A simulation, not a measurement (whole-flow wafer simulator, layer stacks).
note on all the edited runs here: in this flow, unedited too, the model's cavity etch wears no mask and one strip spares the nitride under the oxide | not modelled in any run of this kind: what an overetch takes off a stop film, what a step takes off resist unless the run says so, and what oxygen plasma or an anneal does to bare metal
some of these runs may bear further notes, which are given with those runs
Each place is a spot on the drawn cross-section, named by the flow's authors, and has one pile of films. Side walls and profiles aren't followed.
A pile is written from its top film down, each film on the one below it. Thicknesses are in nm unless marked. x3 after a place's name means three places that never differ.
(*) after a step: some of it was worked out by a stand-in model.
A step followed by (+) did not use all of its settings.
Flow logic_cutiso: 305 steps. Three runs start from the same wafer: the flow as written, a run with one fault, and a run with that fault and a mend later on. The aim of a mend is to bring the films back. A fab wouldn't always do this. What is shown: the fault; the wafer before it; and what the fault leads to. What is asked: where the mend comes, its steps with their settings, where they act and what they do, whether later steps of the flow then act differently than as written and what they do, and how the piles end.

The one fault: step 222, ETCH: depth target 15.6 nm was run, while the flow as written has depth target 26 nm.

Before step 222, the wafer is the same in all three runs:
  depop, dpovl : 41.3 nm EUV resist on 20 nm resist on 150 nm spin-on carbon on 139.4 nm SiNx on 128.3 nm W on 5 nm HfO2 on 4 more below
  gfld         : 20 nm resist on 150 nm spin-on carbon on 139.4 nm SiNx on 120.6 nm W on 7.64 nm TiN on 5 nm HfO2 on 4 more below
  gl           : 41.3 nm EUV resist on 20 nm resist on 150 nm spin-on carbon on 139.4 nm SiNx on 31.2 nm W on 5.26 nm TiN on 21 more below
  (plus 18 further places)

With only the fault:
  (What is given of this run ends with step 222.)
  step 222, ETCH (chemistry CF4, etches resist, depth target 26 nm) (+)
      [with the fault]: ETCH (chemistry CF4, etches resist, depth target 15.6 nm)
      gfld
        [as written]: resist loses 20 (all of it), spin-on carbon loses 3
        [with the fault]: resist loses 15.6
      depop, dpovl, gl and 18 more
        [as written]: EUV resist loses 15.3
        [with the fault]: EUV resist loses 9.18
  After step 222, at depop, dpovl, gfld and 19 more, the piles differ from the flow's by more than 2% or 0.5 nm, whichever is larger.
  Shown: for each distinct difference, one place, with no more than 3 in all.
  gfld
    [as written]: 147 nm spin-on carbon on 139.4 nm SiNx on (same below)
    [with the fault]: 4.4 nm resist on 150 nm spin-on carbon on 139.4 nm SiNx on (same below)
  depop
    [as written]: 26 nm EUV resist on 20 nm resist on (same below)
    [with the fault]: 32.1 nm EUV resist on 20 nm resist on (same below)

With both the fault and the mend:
  The mend follows step 222.
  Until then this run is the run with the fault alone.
  step 222a, ETCH (chemistry CF4, etches resist, depth target 10.4 nm) (*) (+) (the flow's step 222, run once more with other settings)
      depop, dpovl, gl and 18 more
        EUV resist loses 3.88
      gfld
        resist loses 4.4 (all of it), spin-on carbon loses 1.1
  Steps further on in the flow that do not act as written (3 other steps are not shown; they differ only slightly, by no more than 2% or 0.5 nm, whichever is larger):
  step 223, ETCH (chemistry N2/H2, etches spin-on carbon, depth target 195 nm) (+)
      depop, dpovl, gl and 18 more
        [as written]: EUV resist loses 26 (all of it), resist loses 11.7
        [with the mend]: EUV resist loses 28.3 (all of it), resist loses 11.6
  By the end, the piles equal the flow's at every place that both follow.
